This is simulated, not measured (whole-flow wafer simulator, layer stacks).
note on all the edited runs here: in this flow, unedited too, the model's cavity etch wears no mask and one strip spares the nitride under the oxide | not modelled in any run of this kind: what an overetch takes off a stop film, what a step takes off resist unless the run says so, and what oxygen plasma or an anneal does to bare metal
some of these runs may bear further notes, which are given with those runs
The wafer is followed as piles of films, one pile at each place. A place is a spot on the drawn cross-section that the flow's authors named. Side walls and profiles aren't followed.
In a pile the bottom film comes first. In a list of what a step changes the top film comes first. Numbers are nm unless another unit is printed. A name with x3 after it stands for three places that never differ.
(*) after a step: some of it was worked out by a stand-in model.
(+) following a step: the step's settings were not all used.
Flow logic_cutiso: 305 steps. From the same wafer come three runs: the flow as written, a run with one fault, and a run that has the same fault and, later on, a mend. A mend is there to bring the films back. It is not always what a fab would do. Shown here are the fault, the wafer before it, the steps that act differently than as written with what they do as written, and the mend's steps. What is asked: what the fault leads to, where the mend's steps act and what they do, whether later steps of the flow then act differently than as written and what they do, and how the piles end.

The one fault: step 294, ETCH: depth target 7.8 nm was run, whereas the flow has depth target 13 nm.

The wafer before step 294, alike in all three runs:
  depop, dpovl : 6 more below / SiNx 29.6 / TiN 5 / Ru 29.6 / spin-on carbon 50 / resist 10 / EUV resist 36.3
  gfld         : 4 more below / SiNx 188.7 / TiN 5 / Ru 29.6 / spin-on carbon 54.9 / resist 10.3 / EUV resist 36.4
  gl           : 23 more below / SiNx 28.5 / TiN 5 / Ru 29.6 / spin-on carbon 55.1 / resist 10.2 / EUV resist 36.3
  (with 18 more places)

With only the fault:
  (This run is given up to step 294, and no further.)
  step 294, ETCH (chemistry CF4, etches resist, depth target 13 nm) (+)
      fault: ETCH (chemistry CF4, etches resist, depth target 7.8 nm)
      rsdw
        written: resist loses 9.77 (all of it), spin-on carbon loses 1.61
        fault: resist loses 7.8
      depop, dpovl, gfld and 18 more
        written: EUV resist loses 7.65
        fault: EUV resist loses 4.59
  After step 294, at depop, dpovl, gfld and 19 more, the piles differ from the flow's by more than 2% or 0.5 nm, whichever is larger.
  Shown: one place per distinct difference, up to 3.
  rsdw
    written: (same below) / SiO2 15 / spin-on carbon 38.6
    fault: (same below) / SiO2 15 / spin-on carbon 40.2 / resist 1.97
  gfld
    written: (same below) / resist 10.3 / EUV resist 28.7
    fault: (same below) / resist 10.3 / EUV resist 31.8
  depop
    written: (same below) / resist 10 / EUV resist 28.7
    fault: (same below) / resist 10 / EUV resist 31.7

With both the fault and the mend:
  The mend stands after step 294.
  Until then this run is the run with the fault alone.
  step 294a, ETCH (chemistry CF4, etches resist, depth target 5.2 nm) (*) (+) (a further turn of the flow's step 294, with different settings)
      depop, dpovl, gfld and 18 more
        EUV resist loses 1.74
      rsdw
        resist loses 1.97 (all of it), spin-on carbon loses 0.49
  Steps later in the flow that act otherwise than as written (2 more steps, not shown, differ only slightly: by at most 2% or 0.5 nm, whichever is larger):
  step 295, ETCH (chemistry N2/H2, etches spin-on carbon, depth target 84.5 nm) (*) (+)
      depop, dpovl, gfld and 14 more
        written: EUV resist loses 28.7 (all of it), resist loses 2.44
        mend: EUV resist loses 30 (all of it), resist loses 2.49
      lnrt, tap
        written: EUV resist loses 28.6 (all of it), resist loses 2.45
        mend: EUV resist loses 29.9 (all of it), resist loses 2.49
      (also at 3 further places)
  By the end, the piles equal the flow's at every place that both follow.
